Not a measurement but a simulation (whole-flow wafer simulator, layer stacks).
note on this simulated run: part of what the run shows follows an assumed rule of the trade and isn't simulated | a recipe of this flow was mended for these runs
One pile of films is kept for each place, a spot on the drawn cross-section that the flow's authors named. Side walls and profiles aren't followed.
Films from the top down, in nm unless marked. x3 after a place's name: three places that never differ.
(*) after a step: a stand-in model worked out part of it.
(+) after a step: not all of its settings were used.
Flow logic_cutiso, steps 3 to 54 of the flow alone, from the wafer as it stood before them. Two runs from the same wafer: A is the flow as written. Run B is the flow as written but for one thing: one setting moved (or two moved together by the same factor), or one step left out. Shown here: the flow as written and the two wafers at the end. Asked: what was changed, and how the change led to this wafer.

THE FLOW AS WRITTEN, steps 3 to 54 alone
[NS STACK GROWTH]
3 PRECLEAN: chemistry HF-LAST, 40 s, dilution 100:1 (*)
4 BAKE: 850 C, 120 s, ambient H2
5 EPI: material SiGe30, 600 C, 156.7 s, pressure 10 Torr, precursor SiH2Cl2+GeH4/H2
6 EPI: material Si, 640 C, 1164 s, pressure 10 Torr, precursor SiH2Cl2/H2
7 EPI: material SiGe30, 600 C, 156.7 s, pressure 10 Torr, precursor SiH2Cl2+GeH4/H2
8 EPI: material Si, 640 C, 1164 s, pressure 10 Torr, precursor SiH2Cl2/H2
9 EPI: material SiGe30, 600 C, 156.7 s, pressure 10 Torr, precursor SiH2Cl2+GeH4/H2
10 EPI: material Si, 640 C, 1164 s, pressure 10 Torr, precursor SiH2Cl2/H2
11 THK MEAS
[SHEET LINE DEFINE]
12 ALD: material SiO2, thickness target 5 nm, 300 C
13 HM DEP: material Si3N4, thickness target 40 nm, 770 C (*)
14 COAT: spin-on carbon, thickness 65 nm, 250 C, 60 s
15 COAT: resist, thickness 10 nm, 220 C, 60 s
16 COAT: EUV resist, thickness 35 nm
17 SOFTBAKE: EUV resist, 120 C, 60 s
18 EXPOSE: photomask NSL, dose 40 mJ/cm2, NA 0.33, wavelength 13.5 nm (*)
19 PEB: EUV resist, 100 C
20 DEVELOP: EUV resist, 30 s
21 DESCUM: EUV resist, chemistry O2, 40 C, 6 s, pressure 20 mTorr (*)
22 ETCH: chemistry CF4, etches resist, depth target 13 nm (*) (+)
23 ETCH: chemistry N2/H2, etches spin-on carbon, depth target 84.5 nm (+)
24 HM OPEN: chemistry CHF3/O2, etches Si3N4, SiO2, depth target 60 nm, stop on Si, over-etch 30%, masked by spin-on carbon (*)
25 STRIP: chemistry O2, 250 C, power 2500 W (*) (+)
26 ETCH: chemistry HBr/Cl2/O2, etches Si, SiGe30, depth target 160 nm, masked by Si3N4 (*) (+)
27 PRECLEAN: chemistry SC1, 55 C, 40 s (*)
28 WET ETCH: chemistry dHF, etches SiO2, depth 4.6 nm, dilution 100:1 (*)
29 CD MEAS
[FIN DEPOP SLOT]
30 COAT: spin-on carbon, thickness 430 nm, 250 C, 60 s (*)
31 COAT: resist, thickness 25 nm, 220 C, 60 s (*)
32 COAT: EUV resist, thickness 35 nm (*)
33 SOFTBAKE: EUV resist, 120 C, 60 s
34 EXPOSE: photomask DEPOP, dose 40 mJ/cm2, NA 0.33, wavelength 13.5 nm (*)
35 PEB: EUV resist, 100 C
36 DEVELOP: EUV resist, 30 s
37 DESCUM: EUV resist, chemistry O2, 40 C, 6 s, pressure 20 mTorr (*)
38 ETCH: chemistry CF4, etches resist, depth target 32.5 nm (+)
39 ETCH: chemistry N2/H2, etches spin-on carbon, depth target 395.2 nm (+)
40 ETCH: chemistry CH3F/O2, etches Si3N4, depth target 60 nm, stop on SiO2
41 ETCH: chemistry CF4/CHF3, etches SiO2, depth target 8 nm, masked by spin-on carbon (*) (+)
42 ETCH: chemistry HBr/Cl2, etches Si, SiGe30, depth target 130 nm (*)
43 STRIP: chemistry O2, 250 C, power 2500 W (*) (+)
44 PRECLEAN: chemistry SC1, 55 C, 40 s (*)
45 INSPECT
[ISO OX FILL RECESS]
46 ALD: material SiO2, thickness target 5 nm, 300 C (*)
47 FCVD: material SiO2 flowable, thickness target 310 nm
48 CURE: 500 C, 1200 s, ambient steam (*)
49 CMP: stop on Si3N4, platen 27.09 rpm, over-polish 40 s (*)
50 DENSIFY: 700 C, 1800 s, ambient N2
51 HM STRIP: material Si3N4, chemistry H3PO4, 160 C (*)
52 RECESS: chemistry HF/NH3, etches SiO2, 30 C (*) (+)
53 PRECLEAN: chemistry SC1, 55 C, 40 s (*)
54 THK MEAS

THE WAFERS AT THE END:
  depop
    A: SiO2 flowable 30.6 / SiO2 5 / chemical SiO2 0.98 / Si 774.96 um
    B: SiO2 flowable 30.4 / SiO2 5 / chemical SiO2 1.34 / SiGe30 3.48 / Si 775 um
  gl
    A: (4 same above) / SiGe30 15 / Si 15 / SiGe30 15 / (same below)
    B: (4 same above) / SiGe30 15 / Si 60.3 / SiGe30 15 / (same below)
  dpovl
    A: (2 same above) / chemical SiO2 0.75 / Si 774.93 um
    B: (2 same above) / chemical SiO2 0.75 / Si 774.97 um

The cause: step 6, EPI: 675 C was run, where the flow has 640 C.

How the change led to this, step by step:
  6 EPI: material Si, 640 C, 1164 s, pressure 10 Torr, precursor SiH2Cl2/H2
      depop, dpovl, gfld and 19 more: A Si +15 (new film) | B Si +60.3 (new film)
  26 ETCH: chemistry HBr/Cl2/O2, etches Si, SiGe30, depth target 160 nm, masked by Si3N4 (*) (+)
      dpovl, gfld, gxf, iso, isow, lnri, nsgap: A chemical SiO2 -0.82 (all of it), Si -12 (all of it), SiGe30 -15 (all of it), Si -15 (all of it), SiGe30 -15 (all of it), Si -15 (all of it), SiGe30 -15 (all of it), Si -73 | B chemical SiO2 -0.82 (all of it), Si -12 (all of it), SiGe30 -15 (all of it), Si -15 (all of it), SiGe30 -15 (all of it), Si -60.3 (all of it), SiGe30 -15 (all of it), Si -27.7
  42 ETCH: chemistry HBr/Cl2, etches Si, SiGe30, depth target 130 nm (*)
      depop: A Si -13.8 (all of it), SiGe30 -15 (all of it), Si -15 (all of it), SiGe30 -15 (all of it), Si -15 (all of it), SiGe30 -15 (all of it), Si -41.2 | B Si -13.8 (all of it), SiGe30 -15 (all of it), Si -15 (all of it), SiGe30 -15 (all of it), Si -60.3 (all of it), SiGe30 -10.9
  43 STRIP: chemistry O2, 250 C, power 2500 W (*) (+)
      depop: A chemical SiO2 +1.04 (new film), Si -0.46 | B chemical SiO2 +1.41 (new film), SiGe30 -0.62
